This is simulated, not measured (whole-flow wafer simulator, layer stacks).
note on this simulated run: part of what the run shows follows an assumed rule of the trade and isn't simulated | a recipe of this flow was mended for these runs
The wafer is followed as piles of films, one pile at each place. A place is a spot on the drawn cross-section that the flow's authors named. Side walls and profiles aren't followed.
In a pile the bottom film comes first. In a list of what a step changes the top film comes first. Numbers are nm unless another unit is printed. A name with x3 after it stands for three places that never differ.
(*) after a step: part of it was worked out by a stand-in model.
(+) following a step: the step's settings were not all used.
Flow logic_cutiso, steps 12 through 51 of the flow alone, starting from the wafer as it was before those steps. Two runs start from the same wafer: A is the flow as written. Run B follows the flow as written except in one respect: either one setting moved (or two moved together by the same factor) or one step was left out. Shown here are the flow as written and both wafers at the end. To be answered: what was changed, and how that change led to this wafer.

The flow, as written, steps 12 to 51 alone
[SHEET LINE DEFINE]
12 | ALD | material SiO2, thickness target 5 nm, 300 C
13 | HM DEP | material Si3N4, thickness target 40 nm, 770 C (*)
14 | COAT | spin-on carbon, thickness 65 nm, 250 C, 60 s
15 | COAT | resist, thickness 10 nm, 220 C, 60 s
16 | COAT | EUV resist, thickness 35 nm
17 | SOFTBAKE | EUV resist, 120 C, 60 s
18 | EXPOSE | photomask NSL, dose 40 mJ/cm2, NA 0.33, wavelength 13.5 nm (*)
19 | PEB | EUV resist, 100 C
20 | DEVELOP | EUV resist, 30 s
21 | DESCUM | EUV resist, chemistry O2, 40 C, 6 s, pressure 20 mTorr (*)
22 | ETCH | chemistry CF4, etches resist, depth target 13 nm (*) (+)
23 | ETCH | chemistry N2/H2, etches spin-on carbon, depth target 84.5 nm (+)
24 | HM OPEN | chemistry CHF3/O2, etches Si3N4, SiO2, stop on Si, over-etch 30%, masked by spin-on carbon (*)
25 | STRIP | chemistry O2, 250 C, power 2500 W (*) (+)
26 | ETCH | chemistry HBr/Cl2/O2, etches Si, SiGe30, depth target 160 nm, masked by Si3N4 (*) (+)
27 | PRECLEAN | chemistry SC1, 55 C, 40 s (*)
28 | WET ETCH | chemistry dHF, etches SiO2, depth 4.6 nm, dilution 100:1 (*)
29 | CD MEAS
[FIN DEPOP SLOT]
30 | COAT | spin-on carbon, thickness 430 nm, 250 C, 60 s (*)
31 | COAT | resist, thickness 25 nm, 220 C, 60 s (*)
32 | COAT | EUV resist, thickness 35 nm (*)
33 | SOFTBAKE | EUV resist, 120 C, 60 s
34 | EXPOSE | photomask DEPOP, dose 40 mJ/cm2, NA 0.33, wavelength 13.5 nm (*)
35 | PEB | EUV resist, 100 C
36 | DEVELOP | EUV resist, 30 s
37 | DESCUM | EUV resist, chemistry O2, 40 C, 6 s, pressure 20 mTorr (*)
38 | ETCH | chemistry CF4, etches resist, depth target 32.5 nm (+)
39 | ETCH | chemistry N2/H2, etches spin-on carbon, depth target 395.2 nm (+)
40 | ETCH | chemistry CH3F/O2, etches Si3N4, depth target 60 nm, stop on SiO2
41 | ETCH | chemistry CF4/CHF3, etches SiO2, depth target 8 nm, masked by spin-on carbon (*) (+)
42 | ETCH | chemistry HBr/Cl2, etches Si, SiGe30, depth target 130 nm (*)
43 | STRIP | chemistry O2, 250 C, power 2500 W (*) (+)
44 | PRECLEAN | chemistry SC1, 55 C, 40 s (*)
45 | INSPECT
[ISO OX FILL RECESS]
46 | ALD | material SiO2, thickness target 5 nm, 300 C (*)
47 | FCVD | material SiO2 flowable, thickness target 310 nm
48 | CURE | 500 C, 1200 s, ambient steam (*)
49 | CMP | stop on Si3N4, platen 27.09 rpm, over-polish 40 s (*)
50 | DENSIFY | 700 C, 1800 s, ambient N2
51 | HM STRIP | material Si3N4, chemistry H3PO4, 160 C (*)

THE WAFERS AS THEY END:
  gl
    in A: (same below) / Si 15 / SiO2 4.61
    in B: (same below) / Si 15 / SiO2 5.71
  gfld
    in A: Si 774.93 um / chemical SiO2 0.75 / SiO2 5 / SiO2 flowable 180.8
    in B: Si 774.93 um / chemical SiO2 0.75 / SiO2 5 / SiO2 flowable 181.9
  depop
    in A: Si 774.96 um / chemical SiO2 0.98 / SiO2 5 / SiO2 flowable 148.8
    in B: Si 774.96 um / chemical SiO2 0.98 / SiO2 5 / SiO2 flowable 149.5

Cause: step 12, ALD: thickness target 6.1 nm was run, while the flow as written has thickness target 5 nm.

Step by step, how the change led to this:
  12 | ALD | material SiO2, thickness target 5 nm, 300 C
      depop, dpovl, gfld and 19 more: A SiO2 gains 5 (new film) | B SiO2 gains 6.1 (new film)
  24 | HM OPEN | chemistry CHF3/O2, etches Si3N4, SiO2, stop on Si, over-etch 30%, masked by spin-on carbon (*)
      depop, gl, glp and 12 more: A resist loses 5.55 (all of it), spin-on carbon loses 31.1 | B resist loses 5.55 (all of it), spin-on carbon loses 32.1
      dpovl, gfld, gxf, iso, isow, lnri, nsgap: A Si3N4 loses 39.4 (all of it), SiO2 loses 5 (all of it), Si loses 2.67 | B Si3N4 loses 39.4 (all of it), SiO2 loses 6.1 (all of it), Si loses 2.73
  25 | STRIP | chemistry O2, 250 C, power 2500 W (*) (+)
      depop, gl, glp and 12 more: A spin-on carbon loses 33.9 (all of it) | B spin-on carbon loses 32.9 (all of it)
  41 | ETCH | chemistry CF4/CHF3, etches SiO2, depth target 8 nm, masked by spin-on carbon (*) (+)
      depop: A SiO2 loses 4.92 (all of it), Si loses 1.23 | B SiO2 loses 6.02 (all of it), Si loses 0.79
